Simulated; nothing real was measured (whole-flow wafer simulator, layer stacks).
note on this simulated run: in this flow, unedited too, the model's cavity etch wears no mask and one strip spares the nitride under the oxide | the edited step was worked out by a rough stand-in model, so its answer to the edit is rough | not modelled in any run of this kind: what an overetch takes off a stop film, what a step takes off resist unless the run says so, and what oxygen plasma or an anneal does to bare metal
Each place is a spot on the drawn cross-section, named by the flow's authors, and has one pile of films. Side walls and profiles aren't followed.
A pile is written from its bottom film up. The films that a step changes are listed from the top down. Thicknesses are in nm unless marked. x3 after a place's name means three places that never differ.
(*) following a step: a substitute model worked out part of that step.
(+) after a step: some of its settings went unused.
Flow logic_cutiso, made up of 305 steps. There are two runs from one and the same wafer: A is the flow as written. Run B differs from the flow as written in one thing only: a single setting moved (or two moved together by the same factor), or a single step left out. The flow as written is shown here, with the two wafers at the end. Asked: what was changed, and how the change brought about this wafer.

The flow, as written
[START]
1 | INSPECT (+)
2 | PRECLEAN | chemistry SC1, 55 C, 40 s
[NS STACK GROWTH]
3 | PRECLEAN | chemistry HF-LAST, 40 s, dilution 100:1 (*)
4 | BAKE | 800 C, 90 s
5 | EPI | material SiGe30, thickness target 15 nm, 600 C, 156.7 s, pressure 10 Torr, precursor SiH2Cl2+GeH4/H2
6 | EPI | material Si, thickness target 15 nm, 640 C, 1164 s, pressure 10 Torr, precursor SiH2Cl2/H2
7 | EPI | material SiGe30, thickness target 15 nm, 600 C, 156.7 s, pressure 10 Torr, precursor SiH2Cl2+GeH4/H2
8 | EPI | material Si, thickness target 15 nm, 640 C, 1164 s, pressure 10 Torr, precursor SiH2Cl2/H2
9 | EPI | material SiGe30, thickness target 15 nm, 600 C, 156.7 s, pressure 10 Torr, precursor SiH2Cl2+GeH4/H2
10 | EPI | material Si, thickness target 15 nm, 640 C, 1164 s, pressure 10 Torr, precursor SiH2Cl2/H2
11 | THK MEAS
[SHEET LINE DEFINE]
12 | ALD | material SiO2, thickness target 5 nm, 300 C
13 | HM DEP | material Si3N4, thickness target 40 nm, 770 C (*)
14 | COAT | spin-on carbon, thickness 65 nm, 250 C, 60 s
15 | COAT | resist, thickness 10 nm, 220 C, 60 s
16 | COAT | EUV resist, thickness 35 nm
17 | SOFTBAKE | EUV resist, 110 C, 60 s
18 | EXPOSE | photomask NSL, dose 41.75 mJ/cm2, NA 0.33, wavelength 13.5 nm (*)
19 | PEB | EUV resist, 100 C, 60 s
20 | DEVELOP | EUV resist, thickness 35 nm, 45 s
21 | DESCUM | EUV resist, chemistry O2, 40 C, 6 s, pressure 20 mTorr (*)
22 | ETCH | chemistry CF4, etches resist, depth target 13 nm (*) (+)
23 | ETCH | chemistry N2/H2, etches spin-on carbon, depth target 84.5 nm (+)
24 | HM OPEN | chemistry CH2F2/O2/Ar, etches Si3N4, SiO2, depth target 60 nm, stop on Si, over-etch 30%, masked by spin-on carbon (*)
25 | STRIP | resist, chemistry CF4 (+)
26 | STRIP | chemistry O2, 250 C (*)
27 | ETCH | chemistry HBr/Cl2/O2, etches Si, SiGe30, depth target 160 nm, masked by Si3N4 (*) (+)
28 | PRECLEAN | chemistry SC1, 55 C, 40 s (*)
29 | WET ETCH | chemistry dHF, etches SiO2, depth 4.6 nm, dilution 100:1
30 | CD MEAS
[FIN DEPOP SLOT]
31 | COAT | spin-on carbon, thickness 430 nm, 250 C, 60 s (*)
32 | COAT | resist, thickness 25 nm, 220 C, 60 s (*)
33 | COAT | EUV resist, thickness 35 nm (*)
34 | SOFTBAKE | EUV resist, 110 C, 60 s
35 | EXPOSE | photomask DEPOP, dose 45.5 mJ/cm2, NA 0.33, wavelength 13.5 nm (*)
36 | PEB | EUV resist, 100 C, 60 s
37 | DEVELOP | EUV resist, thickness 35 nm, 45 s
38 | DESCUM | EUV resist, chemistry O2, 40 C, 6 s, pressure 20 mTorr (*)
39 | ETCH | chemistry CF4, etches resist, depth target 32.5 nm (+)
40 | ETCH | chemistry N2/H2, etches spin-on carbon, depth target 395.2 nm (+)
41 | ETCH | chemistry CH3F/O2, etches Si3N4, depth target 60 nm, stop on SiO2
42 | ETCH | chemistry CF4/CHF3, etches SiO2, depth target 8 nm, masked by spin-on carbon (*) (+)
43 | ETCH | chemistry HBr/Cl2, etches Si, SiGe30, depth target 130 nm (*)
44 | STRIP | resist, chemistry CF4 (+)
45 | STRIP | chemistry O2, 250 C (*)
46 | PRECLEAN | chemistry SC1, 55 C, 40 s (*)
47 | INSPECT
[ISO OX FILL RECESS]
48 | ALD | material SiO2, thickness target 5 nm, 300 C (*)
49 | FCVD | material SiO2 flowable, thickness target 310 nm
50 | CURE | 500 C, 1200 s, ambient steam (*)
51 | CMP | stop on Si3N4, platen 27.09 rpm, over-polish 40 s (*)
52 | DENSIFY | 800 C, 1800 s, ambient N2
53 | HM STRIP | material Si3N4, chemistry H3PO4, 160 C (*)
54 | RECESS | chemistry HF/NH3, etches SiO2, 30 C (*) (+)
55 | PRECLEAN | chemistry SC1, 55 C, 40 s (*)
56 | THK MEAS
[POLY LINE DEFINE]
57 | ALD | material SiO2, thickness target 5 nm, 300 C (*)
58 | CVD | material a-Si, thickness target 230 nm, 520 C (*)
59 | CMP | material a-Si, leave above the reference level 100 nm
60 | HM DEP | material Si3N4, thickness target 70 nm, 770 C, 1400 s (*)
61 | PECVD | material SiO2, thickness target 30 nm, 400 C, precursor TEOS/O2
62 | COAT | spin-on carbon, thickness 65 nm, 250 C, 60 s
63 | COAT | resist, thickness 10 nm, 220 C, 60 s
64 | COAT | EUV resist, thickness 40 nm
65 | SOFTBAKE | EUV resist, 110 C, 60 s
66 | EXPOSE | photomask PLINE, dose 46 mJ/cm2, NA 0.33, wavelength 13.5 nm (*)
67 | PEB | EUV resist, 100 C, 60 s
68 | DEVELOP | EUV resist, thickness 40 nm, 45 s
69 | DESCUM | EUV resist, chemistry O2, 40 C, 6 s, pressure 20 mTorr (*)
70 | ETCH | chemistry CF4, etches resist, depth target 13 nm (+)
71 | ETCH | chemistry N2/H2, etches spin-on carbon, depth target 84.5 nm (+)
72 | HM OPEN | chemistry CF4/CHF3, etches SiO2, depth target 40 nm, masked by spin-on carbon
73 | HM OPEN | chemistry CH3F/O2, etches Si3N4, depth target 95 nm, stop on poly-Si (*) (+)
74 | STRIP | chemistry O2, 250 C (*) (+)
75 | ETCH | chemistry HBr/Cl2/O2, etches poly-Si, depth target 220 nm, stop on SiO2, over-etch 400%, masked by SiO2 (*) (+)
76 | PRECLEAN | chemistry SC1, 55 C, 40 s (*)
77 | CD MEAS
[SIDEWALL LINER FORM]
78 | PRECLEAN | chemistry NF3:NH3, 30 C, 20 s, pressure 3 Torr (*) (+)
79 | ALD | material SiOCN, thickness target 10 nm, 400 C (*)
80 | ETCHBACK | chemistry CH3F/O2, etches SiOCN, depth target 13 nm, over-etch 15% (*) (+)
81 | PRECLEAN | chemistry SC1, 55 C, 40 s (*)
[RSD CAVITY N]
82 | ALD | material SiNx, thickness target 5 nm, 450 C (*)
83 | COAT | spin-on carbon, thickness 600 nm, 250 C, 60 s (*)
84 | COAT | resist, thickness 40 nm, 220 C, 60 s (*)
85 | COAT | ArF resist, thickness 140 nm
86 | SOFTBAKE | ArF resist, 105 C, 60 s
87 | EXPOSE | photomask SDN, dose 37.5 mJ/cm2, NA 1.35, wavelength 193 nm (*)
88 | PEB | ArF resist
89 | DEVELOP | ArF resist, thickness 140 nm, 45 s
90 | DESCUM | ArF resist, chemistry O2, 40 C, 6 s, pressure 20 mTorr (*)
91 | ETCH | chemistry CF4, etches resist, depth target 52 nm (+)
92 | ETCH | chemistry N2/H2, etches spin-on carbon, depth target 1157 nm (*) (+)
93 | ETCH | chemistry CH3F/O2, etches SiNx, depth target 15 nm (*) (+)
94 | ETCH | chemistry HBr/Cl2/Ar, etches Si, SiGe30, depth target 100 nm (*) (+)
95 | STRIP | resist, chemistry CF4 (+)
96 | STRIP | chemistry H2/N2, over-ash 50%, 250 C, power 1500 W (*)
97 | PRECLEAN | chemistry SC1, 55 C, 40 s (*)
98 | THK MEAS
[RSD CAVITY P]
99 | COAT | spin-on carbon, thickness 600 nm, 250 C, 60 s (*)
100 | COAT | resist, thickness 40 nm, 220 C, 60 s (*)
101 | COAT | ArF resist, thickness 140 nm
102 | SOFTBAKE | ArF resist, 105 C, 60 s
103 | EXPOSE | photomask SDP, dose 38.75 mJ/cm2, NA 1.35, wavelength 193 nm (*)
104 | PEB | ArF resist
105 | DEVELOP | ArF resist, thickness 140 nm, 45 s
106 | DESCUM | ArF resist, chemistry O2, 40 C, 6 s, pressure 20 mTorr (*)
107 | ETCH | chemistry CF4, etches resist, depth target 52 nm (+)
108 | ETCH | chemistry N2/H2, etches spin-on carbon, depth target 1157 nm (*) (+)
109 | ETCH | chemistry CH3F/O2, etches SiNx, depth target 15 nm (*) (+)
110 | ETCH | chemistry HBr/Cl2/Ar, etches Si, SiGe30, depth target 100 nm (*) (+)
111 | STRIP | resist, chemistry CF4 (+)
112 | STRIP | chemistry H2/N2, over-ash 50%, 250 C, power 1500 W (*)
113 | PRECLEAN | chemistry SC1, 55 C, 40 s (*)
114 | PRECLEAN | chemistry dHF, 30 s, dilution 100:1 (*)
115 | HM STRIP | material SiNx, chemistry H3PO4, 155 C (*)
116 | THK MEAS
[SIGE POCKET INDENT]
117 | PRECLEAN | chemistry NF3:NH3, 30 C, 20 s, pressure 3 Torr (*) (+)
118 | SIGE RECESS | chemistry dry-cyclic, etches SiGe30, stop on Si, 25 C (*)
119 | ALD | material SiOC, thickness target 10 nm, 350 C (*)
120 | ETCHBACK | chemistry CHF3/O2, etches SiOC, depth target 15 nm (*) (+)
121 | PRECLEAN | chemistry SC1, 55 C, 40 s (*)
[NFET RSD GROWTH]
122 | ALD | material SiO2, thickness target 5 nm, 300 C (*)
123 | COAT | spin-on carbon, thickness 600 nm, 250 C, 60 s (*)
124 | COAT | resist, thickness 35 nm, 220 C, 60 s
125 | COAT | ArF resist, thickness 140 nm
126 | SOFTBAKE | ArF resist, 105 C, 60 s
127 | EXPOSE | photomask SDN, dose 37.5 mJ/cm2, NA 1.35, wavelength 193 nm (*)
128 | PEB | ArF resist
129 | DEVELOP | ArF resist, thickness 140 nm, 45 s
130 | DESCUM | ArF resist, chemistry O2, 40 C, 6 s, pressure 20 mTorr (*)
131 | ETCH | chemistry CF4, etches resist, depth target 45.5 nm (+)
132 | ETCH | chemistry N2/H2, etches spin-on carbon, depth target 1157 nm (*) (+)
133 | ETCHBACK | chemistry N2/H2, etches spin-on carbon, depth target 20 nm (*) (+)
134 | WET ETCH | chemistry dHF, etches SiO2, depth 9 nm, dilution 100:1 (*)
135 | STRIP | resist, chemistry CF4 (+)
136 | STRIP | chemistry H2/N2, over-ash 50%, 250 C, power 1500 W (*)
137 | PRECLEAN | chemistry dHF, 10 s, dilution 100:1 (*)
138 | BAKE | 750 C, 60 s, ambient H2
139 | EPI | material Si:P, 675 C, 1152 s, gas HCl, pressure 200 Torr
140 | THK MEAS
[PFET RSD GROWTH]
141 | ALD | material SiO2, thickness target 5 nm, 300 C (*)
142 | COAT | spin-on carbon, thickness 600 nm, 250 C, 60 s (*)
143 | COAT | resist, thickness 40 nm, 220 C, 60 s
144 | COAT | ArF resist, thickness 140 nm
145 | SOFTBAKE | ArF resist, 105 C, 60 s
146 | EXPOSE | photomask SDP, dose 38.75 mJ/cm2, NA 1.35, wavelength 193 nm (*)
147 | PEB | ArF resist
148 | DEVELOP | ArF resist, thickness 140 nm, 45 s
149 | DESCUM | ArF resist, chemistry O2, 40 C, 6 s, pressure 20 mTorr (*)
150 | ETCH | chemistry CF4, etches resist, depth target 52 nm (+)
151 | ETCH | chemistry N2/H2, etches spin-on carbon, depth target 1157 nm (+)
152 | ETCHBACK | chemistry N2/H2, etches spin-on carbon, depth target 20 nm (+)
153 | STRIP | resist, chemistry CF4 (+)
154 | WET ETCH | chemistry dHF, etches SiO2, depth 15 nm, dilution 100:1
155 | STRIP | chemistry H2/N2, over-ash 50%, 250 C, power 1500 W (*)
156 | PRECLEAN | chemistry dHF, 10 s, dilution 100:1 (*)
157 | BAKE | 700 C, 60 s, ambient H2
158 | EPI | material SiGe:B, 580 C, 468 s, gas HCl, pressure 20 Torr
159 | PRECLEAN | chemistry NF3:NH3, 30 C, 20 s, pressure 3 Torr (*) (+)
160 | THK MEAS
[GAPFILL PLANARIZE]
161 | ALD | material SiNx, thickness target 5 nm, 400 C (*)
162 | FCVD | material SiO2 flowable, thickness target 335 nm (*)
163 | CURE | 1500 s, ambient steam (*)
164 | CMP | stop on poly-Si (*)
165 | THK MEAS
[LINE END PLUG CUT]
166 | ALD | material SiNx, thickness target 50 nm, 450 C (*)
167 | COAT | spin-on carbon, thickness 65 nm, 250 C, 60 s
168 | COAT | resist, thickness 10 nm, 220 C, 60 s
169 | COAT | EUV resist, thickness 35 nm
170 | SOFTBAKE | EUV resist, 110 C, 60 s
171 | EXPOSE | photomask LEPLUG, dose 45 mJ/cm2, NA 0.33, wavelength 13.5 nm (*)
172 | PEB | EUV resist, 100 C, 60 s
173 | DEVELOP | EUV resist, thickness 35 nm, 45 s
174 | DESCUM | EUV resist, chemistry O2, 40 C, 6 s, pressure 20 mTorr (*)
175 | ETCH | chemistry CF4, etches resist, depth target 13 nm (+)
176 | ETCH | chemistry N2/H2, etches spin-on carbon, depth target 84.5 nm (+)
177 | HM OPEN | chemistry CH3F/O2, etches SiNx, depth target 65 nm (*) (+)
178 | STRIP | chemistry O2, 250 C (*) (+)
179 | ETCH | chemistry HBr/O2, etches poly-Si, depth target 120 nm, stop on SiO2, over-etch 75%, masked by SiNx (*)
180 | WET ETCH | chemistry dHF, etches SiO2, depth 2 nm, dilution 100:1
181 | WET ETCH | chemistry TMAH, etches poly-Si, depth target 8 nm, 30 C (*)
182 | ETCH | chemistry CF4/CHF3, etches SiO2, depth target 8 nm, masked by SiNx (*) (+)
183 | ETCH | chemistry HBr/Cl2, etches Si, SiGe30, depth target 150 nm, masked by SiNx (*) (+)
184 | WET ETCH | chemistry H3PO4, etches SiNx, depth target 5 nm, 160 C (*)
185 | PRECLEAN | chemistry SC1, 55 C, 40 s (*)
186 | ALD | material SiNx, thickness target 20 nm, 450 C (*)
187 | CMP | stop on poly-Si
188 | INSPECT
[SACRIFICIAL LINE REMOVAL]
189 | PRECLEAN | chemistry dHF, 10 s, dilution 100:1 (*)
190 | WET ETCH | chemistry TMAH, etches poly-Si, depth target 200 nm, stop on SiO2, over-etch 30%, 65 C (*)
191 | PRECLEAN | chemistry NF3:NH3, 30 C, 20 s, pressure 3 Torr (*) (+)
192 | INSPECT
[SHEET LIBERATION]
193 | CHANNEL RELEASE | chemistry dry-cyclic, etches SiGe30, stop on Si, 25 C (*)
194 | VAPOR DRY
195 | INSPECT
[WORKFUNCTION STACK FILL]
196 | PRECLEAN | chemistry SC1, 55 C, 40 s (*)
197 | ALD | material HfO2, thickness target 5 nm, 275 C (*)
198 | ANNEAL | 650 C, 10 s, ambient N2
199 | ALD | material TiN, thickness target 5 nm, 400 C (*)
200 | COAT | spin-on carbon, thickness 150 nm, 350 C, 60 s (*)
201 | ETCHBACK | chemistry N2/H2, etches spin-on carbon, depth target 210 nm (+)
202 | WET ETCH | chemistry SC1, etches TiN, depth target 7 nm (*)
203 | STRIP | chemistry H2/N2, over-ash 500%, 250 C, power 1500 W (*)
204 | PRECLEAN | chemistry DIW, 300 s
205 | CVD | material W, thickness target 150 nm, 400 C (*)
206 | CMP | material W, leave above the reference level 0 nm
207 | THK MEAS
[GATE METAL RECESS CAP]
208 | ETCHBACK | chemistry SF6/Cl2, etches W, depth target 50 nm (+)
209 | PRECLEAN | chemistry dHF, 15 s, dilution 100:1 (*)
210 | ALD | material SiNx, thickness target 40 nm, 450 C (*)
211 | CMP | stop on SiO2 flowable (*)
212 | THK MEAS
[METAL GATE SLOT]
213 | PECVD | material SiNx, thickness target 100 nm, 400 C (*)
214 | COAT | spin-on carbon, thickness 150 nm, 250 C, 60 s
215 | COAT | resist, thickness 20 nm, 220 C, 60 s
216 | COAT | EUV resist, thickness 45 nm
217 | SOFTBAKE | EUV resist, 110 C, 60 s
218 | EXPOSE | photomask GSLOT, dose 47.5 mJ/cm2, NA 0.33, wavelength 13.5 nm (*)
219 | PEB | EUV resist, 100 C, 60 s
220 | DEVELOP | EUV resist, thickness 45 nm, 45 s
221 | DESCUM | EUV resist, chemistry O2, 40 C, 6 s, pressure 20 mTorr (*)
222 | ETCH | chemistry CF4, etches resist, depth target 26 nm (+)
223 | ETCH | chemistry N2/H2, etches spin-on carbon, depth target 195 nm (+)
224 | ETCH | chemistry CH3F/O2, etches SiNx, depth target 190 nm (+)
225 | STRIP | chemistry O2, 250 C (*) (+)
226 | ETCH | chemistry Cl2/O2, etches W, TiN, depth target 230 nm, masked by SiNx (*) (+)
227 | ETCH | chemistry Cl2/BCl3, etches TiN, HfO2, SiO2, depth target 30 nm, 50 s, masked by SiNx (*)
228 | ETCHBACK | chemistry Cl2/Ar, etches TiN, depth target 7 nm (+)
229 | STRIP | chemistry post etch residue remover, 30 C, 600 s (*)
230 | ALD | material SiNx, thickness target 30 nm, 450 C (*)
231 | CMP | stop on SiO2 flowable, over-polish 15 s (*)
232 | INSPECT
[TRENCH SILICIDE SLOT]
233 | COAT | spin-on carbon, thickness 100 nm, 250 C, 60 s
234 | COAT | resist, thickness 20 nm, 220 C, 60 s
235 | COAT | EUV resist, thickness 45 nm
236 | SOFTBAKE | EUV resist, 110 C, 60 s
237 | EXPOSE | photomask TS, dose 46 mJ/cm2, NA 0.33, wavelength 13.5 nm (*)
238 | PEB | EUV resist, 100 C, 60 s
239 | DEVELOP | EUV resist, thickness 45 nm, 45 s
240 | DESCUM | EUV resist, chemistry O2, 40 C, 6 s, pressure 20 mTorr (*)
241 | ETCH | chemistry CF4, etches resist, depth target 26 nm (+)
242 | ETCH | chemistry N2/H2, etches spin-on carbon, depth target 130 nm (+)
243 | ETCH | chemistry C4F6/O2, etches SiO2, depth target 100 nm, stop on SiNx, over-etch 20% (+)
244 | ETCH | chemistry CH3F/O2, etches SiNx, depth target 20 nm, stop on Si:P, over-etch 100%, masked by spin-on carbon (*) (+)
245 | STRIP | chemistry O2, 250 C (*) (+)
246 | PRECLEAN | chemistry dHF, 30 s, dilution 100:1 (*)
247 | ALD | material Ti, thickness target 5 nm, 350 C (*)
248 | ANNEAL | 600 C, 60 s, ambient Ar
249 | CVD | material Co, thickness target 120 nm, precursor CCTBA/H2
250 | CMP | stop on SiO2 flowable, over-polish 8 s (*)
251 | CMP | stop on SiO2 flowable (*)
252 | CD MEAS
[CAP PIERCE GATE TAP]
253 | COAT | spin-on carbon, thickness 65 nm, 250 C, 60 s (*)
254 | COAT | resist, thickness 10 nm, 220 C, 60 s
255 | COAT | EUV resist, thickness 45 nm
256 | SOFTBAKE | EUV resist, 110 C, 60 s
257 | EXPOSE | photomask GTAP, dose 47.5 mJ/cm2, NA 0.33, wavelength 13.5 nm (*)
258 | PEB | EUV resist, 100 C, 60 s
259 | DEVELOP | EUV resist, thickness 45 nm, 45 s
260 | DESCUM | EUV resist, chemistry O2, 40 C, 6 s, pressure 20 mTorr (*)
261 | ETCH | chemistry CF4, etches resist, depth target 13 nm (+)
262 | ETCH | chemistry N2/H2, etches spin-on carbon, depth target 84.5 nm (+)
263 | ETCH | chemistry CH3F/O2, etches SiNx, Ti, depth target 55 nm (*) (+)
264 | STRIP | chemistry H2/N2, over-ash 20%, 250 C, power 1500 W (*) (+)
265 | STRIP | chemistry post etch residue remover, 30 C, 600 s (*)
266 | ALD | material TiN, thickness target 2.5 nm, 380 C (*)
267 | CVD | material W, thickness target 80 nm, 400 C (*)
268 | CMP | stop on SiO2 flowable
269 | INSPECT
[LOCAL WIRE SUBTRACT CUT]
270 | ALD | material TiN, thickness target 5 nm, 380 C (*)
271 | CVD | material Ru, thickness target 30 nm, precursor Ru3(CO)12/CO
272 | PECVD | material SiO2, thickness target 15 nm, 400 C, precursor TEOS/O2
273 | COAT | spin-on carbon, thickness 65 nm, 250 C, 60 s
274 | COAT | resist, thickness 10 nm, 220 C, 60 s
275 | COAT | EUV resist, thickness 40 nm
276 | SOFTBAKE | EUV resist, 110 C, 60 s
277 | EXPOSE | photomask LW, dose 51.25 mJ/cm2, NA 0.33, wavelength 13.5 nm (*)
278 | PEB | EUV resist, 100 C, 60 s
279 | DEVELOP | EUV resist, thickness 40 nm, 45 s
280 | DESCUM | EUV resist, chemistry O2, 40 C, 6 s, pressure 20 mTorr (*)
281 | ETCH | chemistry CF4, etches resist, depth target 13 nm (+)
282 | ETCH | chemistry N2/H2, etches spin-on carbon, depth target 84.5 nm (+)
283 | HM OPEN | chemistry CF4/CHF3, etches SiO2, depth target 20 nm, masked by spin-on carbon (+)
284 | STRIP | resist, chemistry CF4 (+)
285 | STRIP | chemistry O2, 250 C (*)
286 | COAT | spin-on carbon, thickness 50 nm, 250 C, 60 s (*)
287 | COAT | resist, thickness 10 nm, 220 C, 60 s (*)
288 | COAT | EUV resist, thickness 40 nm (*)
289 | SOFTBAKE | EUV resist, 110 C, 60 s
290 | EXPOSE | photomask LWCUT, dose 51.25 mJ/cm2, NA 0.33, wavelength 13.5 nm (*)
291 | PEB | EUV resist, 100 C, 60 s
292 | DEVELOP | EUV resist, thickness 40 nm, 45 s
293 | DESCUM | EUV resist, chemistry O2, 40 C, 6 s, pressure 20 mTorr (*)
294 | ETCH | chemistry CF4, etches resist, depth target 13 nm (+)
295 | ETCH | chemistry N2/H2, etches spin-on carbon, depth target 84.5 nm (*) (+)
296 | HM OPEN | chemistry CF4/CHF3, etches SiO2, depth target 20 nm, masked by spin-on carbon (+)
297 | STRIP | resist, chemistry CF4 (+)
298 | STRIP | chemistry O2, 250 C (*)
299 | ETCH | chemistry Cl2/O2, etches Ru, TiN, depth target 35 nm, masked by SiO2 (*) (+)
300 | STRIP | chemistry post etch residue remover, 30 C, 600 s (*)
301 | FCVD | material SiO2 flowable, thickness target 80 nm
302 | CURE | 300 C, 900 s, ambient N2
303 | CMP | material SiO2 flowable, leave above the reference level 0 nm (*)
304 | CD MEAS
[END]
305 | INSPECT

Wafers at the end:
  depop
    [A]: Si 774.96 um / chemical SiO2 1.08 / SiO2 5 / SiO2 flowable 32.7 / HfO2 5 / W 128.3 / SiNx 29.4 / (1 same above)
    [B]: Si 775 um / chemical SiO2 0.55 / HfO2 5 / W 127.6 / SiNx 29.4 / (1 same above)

The reason: step 43, ETCH: depth target 91 nm was run, whereas the flow has depth target 130 nm.

The path from the change to this, step by step:
  43 | ETCH | chemistry HBr/Cl2, etches Si, SiGe30, depth target 130 nm (*)
      dpovl, gl, glp and 16 more: A spin-on carbon loses 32 | B spin-on carbon loses 24.2
      depop: A Si loses 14 (all of it), SiGe30 loses 15 (all of it), Si loses 15 (all of it), SiGe30 loses 15 (all of it), Si loses 15 (all of it), SiGe30 loses 15 (all of it), Si loses 41 | B Si loses 14 (all of it), SiGe30 loses 15 (all of it), Si loses 15 (all of it), SiGe30 loses 15 (all of it), Si loses 15 (all of it), SiGe30 loses 15 (all of it), Si loses 1.96
      (and at 2 other places as well)
  45 | STRIP | chemistry O2, 250 C (*)
      glp, tap: A spin-on carbon loses 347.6 (all of it) | B spin-on carbon loses 355.4 (all of it)
      gxn, gxp: A spin-on carbon loses 346.5 (all of it) | B spin-on carbon loses 354.3 (all of it)
      (and at 11 other places as well)
  49 | FCVD | material SiO2 flowable, thickness target 310 nm
      depop: A SiO2 flowable gains 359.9 (new film) | B SiO2 flowable gains 325 (new film)
  51 | CMP | stop on Si3N4, platen 27.09 rpm, over-polish 40 s (*)
      dpovl: A SiO2 flowable loses 200.4 | B SiO2 flowable loses 204.5
      ns: A SiO2 flowable loses 193.5 (all of it), SiO2 loses 5 (all of it), Si3N4 loses 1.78 | B SiO2 flowable loses 197.5 (all of it), SiO2 loses 5 (all of it), Si3N4 loses 1.78
  52 | DENSIFY | 800 C, 1800 s, ambient N2
      depop: A SiO2 flowable loses 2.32 | B SiO2 flowable loses 1.66
  54 | RECESS | chemistry HF/NH3, etches SiO2, 30 C (*) (+)
      depop: A SiO2 flowable loses 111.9 | B SiO2 flowable loses 109 (all of it), SiO2 loses 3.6
  57 | ALD | material SiO2, thickness target 5 nm, 300 C (*)
      depop: A SiO2 gains 5 (new film) | B SiO2 gains 5
  191 | PRECLEAN | chemistry NF3:NH3, 30 C, 20 s, pressure 3 Torr (*) (+)
      depop: A SiO2 loses 5 (all of it), SiO2 flowable loses 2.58 | B SiO2 loses 6.36 (all of it), chemical SiO2 loses 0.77
